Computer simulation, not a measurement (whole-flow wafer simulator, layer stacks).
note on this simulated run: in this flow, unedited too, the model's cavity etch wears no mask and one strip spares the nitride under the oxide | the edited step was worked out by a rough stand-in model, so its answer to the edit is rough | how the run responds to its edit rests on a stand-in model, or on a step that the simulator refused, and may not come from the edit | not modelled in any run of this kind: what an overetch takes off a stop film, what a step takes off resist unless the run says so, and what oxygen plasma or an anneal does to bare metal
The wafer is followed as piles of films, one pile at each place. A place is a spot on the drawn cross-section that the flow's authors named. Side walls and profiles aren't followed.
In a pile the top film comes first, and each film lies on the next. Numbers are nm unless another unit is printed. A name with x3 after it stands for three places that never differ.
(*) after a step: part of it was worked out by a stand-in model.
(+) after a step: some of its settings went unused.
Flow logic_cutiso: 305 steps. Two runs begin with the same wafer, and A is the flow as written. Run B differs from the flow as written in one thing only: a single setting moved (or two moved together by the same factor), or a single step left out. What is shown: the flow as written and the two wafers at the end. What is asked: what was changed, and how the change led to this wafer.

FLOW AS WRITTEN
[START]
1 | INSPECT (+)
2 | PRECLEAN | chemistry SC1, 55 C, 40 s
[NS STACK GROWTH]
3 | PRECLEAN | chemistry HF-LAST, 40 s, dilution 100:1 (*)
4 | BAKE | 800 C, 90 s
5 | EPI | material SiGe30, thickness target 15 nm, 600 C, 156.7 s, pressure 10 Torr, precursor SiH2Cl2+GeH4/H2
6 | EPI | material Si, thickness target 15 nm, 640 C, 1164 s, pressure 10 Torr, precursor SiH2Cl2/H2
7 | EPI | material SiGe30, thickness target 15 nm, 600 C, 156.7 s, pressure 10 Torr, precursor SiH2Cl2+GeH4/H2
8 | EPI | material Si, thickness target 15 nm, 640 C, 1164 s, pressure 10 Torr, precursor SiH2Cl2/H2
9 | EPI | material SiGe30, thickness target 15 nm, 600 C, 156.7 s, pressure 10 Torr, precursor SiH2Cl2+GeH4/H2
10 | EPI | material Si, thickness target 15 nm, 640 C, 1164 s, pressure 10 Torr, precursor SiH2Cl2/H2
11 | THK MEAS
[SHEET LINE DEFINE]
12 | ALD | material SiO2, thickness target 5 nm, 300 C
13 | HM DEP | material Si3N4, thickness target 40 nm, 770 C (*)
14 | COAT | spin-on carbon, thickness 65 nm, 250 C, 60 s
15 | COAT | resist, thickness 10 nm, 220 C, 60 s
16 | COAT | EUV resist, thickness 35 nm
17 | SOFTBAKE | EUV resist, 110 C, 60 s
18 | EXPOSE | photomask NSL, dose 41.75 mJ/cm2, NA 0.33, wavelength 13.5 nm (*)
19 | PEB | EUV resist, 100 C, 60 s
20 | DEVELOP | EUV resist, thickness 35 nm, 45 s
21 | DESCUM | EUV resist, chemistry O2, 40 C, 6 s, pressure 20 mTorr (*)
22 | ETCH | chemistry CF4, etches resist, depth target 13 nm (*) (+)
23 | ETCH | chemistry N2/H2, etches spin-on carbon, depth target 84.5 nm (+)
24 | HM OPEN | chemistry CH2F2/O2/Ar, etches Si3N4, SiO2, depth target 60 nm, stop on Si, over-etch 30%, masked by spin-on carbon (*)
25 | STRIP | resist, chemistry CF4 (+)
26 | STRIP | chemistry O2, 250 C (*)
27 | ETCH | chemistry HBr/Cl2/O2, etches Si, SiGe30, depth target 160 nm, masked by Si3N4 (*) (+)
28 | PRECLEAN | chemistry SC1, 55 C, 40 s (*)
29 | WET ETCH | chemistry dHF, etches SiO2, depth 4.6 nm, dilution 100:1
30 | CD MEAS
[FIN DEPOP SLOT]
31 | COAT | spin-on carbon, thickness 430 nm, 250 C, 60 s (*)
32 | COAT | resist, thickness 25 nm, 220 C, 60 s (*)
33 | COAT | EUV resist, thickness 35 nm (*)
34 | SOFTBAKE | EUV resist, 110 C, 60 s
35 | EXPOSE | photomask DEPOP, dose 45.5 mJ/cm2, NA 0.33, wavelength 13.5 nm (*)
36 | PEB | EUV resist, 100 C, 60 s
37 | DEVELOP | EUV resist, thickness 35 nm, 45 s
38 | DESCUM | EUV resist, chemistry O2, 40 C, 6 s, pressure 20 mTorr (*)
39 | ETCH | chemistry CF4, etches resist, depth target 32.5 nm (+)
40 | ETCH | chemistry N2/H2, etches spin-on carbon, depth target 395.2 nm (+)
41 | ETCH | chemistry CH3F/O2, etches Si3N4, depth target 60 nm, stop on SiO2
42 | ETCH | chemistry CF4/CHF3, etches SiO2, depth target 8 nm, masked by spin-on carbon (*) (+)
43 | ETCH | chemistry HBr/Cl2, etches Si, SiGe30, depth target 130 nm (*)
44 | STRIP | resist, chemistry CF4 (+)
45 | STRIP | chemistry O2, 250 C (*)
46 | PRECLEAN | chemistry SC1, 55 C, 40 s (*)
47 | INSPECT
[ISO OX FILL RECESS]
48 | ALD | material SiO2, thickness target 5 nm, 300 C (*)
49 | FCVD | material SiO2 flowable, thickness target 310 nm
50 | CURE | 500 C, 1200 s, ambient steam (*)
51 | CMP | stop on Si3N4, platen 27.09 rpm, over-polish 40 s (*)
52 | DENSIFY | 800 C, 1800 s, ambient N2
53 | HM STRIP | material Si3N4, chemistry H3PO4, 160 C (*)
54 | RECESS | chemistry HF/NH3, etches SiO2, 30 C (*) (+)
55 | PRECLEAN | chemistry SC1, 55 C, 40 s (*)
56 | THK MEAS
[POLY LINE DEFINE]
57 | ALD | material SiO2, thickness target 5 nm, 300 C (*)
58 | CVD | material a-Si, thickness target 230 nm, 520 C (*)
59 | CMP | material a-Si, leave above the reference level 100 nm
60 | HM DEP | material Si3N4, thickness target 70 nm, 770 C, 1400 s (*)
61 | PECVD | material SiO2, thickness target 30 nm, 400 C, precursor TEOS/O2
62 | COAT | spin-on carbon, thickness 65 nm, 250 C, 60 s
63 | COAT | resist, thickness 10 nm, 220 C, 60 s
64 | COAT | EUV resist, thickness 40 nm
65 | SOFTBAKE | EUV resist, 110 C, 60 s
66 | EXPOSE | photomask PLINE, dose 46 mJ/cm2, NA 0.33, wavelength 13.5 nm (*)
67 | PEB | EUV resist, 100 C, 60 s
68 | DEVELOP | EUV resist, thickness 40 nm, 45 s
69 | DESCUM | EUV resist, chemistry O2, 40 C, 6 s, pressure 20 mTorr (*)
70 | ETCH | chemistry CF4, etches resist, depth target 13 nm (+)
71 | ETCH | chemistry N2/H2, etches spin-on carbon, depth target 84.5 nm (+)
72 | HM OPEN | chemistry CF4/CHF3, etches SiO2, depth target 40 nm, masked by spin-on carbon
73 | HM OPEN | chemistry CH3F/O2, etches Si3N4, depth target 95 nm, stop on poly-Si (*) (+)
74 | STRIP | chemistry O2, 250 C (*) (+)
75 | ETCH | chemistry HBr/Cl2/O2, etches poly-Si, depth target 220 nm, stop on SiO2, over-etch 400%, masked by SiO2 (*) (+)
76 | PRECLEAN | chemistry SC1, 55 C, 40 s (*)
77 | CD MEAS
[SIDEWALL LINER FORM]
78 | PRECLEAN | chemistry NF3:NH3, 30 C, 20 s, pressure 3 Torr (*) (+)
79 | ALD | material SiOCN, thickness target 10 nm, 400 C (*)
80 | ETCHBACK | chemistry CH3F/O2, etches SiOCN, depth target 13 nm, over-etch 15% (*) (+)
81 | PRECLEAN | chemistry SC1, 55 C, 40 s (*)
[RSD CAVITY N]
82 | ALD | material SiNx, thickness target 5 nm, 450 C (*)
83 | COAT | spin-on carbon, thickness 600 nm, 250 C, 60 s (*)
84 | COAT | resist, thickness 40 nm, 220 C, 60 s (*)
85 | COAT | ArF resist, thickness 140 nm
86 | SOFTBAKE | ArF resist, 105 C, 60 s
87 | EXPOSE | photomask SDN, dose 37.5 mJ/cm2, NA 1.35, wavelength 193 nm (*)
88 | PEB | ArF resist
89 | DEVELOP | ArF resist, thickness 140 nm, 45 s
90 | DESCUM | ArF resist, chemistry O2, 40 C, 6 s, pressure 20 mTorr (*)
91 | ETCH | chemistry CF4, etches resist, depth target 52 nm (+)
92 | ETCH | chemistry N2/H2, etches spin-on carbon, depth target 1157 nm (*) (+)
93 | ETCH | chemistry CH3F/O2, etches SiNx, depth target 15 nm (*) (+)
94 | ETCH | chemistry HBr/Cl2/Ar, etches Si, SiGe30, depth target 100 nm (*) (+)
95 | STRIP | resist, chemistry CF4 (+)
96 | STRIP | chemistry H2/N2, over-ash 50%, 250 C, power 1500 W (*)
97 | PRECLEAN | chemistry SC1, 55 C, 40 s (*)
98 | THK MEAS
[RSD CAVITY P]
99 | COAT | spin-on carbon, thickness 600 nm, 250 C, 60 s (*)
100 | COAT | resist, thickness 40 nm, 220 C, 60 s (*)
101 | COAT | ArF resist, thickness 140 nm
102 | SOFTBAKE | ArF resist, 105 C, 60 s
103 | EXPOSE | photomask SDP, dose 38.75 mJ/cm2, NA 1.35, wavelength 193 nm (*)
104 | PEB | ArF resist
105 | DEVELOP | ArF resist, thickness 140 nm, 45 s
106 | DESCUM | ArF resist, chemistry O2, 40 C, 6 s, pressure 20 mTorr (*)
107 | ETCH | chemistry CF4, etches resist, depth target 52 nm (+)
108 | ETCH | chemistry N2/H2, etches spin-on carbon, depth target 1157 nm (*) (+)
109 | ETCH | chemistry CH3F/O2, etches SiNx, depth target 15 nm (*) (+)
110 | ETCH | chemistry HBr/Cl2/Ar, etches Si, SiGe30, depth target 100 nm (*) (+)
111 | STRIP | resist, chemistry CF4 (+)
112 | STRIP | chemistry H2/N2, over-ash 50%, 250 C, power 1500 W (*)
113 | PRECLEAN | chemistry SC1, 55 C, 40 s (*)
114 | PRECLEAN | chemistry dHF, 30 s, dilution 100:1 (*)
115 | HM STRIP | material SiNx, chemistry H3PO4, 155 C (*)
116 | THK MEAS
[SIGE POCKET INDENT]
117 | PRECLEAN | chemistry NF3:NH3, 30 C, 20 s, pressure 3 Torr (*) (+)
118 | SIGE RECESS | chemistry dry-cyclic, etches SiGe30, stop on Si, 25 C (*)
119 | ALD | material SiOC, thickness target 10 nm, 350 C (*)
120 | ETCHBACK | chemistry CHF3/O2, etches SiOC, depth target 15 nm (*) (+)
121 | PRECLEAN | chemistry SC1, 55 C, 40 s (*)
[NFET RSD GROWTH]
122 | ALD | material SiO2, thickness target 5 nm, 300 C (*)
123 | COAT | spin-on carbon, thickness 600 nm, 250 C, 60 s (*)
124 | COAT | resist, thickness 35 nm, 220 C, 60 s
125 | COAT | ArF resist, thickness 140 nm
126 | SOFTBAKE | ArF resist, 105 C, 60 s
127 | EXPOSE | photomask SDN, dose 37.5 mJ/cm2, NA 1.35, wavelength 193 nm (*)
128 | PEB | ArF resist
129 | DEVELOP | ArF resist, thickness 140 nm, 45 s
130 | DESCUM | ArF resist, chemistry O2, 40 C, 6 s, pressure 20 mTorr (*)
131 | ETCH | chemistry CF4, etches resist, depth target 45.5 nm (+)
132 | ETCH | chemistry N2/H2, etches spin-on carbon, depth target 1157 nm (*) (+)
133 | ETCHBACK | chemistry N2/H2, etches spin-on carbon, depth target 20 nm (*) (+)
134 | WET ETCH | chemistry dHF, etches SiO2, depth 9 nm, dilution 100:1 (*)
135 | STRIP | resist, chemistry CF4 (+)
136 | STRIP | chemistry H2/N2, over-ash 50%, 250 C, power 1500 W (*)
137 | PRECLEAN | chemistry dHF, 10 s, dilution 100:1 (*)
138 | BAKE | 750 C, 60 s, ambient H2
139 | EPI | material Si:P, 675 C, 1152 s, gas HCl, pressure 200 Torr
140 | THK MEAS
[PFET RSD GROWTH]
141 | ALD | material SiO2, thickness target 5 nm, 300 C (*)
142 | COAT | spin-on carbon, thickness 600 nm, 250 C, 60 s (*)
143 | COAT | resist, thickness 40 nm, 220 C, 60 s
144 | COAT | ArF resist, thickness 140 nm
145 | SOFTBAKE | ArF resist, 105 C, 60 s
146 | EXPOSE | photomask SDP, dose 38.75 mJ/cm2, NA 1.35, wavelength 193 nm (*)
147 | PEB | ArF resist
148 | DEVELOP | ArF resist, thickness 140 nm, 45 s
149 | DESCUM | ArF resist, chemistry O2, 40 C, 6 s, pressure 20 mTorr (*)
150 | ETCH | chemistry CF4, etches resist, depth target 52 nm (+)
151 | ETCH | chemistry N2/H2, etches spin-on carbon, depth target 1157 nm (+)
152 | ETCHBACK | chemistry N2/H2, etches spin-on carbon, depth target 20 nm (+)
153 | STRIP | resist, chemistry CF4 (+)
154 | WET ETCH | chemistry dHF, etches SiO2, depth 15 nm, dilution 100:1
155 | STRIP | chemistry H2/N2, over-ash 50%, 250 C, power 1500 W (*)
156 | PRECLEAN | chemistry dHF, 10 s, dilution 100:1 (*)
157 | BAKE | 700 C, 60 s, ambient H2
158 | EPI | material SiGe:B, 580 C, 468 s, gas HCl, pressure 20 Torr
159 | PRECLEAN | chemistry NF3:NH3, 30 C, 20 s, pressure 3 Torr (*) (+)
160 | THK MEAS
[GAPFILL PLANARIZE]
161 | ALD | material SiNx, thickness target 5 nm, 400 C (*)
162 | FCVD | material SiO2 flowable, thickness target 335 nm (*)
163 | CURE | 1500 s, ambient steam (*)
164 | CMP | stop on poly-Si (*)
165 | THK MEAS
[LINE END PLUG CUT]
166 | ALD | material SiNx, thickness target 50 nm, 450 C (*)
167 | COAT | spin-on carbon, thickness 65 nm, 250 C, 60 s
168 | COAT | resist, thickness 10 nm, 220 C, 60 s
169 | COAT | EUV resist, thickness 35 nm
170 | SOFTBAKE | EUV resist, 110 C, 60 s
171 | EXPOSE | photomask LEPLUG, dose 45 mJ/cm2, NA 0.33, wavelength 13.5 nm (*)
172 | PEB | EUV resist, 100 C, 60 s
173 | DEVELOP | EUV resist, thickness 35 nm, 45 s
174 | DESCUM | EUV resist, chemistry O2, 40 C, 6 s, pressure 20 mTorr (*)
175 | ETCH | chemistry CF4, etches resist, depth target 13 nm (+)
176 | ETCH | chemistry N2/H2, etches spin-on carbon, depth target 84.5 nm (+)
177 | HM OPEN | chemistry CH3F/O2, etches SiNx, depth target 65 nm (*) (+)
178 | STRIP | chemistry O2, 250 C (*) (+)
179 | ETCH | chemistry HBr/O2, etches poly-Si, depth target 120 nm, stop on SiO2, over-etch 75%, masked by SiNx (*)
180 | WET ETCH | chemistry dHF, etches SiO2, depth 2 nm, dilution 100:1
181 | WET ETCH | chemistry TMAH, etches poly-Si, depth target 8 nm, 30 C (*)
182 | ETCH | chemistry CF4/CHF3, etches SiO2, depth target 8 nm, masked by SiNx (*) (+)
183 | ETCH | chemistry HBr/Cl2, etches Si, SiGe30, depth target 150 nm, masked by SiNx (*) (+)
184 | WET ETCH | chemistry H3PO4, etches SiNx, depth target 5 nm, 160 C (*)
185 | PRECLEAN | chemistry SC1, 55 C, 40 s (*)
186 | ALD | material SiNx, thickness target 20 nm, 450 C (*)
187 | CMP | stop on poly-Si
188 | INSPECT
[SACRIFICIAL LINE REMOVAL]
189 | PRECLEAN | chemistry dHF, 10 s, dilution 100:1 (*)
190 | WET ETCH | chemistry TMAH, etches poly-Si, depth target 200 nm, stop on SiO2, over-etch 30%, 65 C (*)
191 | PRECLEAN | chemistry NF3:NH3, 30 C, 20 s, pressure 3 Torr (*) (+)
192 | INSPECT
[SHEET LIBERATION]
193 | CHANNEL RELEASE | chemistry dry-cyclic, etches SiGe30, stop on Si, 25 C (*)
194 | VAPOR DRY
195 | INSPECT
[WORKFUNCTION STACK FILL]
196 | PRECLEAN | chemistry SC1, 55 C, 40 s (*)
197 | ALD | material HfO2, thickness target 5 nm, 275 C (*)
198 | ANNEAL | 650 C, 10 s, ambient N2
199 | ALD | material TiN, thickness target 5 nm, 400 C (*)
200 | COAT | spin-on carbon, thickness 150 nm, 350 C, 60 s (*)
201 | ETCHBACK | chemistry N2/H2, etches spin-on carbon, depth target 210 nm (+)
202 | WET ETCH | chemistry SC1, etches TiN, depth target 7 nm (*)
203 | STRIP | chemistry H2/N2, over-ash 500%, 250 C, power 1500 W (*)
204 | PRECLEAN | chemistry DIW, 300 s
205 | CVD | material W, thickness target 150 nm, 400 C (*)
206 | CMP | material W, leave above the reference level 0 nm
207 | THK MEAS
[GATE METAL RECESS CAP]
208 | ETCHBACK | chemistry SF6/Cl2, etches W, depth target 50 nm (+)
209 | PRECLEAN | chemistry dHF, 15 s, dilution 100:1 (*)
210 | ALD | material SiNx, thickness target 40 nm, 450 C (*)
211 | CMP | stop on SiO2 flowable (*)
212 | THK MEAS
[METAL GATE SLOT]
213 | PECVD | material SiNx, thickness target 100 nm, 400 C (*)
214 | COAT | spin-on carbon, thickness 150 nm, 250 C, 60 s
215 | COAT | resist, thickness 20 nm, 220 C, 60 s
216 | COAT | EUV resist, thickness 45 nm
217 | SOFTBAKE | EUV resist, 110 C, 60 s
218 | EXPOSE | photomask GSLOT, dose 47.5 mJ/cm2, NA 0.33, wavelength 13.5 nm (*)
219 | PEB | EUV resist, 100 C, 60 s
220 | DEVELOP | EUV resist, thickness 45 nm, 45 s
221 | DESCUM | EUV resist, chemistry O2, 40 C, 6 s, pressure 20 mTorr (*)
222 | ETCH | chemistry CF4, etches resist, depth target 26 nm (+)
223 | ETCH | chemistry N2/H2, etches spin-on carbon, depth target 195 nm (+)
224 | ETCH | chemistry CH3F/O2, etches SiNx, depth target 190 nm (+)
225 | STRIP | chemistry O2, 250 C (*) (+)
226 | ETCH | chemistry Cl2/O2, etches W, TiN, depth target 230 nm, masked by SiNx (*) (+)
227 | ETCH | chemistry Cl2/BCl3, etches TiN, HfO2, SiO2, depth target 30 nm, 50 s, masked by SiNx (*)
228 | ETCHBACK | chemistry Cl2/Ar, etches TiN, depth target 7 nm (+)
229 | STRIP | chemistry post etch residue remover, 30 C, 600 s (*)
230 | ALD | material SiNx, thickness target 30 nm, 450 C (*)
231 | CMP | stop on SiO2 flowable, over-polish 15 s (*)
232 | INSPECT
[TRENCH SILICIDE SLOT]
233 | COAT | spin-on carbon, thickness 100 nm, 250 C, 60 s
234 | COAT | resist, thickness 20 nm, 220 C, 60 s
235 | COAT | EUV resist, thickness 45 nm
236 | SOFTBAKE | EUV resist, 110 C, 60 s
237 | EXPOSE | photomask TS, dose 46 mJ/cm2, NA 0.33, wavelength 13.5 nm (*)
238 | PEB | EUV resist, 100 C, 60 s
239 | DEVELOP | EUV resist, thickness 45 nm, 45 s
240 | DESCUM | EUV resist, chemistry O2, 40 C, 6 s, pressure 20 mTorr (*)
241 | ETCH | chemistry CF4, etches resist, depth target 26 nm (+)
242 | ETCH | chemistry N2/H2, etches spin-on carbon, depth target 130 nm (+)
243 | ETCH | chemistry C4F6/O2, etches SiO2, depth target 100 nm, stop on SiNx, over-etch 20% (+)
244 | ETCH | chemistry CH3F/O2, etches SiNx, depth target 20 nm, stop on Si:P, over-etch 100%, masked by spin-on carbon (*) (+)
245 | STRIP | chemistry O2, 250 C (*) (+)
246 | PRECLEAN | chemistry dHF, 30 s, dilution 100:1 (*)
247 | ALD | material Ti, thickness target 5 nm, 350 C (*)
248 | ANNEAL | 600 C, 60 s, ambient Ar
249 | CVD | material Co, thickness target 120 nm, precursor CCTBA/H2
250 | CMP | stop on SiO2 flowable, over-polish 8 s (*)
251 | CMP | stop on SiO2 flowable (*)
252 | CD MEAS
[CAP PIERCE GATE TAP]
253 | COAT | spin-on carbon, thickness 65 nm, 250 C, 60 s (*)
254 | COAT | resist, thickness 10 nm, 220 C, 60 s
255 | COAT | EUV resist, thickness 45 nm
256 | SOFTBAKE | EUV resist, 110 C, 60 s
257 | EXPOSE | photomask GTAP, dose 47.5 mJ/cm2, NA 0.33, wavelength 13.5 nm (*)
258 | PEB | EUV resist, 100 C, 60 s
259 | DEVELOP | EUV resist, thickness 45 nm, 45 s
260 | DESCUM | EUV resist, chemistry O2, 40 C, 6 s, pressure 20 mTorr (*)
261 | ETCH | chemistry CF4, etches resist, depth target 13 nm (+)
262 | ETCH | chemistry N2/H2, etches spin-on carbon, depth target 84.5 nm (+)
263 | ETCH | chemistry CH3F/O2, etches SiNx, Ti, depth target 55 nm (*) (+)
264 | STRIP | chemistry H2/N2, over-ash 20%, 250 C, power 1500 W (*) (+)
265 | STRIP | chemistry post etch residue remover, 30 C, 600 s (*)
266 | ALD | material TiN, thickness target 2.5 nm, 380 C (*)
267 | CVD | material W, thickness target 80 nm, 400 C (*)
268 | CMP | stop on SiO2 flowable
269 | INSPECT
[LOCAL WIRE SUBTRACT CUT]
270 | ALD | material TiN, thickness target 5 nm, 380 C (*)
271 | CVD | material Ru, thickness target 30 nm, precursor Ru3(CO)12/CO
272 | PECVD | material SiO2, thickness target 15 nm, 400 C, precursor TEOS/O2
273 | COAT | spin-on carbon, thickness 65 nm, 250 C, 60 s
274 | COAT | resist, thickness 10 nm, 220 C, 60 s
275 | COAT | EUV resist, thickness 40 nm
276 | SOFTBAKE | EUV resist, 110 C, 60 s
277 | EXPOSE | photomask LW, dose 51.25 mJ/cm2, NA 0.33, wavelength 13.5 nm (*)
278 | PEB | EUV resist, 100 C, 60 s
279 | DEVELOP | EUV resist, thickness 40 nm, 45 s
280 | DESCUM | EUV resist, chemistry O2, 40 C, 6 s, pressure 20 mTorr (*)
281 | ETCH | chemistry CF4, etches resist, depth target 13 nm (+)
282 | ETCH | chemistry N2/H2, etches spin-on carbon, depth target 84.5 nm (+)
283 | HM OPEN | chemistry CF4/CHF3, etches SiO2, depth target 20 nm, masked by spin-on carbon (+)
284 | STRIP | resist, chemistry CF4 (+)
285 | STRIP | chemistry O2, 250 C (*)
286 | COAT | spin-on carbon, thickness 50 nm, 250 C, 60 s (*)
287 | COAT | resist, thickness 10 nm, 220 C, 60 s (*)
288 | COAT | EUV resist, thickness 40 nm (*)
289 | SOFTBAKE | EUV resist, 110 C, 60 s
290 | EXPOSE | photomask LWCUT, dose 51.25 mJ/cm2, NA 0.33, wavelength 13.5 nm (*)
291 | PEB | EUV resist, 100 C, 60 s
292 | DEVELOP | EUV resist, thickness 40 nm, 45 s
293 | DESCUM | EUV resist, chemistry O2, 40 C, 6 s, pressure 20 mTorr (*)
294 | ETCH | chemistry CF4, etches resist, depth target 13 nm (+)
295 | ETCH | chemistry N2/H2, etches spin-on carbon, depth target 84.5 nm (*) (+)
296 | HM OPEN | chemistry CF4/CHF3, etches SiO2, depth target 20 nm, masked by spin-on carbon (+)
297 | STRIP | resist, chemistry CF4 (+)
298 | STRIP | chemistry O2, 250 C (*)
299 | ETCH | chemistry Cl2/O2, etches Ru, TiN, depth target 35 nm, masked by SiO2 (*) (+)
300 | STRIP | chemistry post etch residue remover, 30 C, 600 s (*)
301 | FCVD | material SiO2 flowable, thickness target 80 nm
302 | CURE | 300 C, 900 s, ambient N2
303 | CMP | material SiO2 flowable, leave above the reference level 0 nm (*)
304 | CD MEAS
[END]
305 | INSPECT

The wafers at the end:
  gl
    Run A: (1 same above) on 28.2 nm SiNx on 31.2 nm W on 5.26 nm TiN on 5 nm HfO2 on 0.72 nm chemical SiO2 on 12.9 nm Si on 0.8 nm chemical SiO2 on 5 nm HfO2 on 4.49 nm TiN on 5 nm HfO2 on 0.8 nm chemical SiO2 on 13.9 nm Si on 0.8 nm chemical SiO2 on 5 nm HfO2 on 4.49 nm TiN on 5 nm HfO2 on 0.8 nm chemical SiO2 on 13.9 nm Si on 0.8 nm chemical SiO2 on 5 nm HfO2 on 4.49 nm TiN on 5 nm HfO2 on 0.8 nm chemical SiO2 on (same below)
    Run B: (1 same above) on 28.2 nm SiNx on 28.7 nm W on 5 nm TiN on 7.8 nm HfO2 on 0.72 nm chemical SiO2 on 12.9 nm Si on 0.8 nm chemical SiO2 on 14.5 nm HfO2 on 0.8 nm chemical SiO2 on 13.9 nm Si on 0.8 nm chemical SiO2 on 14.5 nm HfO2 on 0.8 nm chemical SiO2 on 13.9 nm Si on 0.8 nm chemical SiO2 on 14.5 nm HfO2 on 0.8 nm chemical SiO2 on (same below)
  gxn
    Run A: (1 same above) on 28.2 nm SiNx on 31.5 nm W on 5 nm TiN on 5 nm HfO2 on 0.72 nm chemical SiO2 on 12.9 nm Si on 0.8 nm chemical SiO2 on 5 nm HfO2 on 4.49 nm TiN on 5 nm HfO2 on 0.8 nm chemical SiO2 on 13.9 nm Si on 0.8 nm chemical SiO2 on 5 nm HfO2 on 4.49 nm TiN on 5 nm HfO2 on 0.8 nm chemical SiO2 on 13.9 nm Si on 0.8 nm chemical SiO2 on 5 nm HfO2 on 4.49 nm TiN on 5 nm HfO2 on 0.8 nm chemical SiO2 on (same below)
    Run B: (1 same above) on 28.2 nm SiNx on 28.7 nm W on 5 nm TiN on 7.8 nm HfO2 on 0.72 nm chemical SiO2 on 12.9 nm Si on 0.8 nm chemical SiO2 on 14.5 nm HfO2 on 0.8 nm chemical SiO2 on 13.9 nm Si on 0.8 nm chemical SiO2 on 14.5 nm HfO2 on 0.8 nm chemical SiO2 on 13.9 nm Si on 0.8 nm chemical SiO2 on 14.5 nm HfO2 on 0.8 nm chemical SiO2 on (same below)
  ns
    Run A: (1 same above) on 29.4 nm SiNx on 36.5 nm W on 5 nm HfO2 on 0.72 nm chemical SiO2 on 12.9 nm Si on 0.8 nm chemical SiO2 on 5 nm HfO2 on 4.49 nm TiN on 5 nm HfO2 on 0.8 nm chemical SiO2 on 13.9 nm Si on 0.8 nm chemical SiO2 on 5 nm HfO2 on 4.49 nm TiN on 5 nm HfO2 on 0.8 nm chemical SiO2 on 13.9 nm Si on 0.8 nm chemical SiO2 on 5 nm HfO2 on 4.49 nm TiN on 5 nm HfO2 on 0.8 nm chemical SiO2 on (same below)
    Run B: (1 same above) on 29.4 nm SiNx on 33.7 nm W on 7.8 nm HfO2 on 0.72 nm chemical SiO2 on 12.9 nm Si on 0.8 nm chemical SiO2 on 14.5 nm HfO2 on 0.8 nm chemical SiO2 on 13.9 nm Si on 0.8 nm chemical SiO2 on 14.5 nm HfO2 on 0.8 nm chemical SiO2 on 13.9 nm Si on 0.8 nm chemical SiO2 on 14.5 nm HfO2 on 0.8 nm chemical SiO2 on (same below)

Cause: step 197, ALD: thickness target 7.8 nm was run, whereas the flow has thickness target 5 nm.

How this came from the change, step by step:
  197 | ALD | material HfO2, thickness target 5 nm, 275 C (*)
      gl, glp, gxn, gxp, ns, tap: A +5 HfO2 (new film), +5 HfO2 (new film), -10 cavity, +5 HfO2 (new film), +5 HfO2 (new film), -10 cavity, +5 HfO2 (new film), +5 HfO2 (new film), -10 cavity, +5 HfO2 (new film) | B +7.8 HfO2 (new film), +14.5 HfO2 (new film), -14.5 cavity (all of it), +14.5 HfO2 (new film), -14.5 cavity (all of it), +14.5 HfO2 (new film), -14.5 cavity (all of it)
      depop, dpovl, gfld and 12 more: A +5 HfO2 (new film) | B +7.8 HfO2 (new film)
      (and at 1 other place as well)
  199 | ALD | material TiN, thickness target 5 nm, 400 C (*)
      gl, glp, tap: A +5.26 TiN (new film), +4.49 TiN (new film), -4.49 cavity (all of it), +4.49 TiN (new film), -4.49 cavity (all of it), +4.49 TiN (new film), -4.49 cavity (all of it) | B +5 TiN (new film)
      gxn, gxp, ns: A +5 TiN (new film), +4.49 TiN (new film), -4.49 cavity (all of it), +4.49 TiN (new film), -4.49 cavity (all of it), +4.49 TiN (new film), -4.49 cavity (all of it) | B +5 TiN (new film)
      (and at 2 other places as well)
  200 | COAT | spin-on carbon, thickness 150 nm, 350 C, 60 s (*)
      gl, glp: A +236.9 spin-on carbon (new film) | B +243.7 spin-on carbon (new film)
      gxn, gxp: A +236.9 spin-on carbon (new film) | B +243.6 spin-on carbon (new film)
      (and at 18 other places as well)
  201 | ETCHBACK | chemistry N2/H2, etches spin-on carbon, depth target 210 nm (+)
      lnr, lnrp: A -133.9 spin-on carbon (all of it) | B -140.3 spin-on carbon (all of it)
      rsdn, rsdw: A -145.8 spin-on carbon (all of it) | B -152.3 spin-on carbon (all of it)
      (and at 11 other places as well)
  203 | STRIP | chemistry H2/N2, over-ash 500%, 250 C, power 1500 W (*)
      gl, glp: A -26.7 spin-on carbon (all of it) | B -33.6 spin-on carbon (all of it)
      gxn, gxp: A -26.8 spin-on carbon (all of it) | B -33.5 spin-on carbon (all of it)
      (and at 3 other places as well)
  205 | CVD | material W, thickness target 150 nm, 400 C (*)
      gxf: A +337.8 W (new film) | B +248.7 W (new film)
  206 | CMP | material W, leave above the reference level 0 nm
      lnr, lnri, lnrp, lnrt: A -150 W (all of it), -5 HfO2 (all of it), -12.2 SiOCN | B -150 W (all of it), -7.8 HfO2 (all of it), -12.2 SiOCN
      rsdn, rsdp, rsdw, rsdx: A -162.2 W (all of it), -5 HfO2 (all of it) | B -162.2 W (all of it), -7.8 HfO2 (all of it)
      (and at 2 other places as well)
  226 | ETCH | chemistry Cl2/O2, etches W, TiN, depth target 230 nm, masked by SiNx (*) (+)
      depop, dpovl, gl and 18 more: A -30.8 SiNx | B -30.1 SiNx
      gfld: A -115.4 W (all of it), -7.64 TiN (all of it), -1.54 HfO2 | B -115.3 W (all of it), -5 TiN (all of it), -1.5 HfO2
  227 | ETCH | chemistry Cl2/BCl3, etches TiN, HfO2, SiO2, depth target 30 nm, 50 s, masked by SiNx (*)
      gfld: A -3.46 HfO2 (all of it), -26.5 SiO2 flowable | B -6.3 HfO2 (all of it), -23.7 SiO2 flowable
With metal films that touch counted as one body, gl has 1 body; the flow as written gives 4 bodies (between them, from the top down: HfO2 5 / chemical SiO2 0.72 / Si 12.9 / chemical SiO2 0.8 / HfO2 5; HfO2 5 / chemical SiO2 0.8 / Si 13.9 / chemical SiO2 0.8 / HfO2 5; HfO2 5 / chemical SiO2 0.8 / Si 13.9 / chemical SiO2 0.8 / HfO2 5).
With metal films that touch counted as one body, gxn has 1 body; the flow as written gives 4 bodies (between them, from the top down: HfO2 5 / chemical SiO2 0.72 / Si 12.9 / chemical SiO2 0.8 / HfO2 5; HfO2 5 / chemical SiO2 0.8 / Si 13.9 / chemical SiO2 0.8 / HfO2 5; HfO2 5 / chemical SiO2 0.8 / Si 13.9 / chemical SiO2 0.8 / HfO2 5).
With metal films that touch counted as one body, ns has 1 body; the flow as written gives 4 bodies (between them, from the top down: HfO2 5 / chemical SiO2 0.72 / Si 12.9 / chemical SiO2 0.8 / HfO2 5; HfO2 5 / chemical SiO2 0.8 / Si 13.9 / chemical SiO2 0.8 / HfO2 5; HfO2 5 / chemical SiO2 0.8 / Si 13.9 / chemical SiO2 0.8 / HfO2 5).
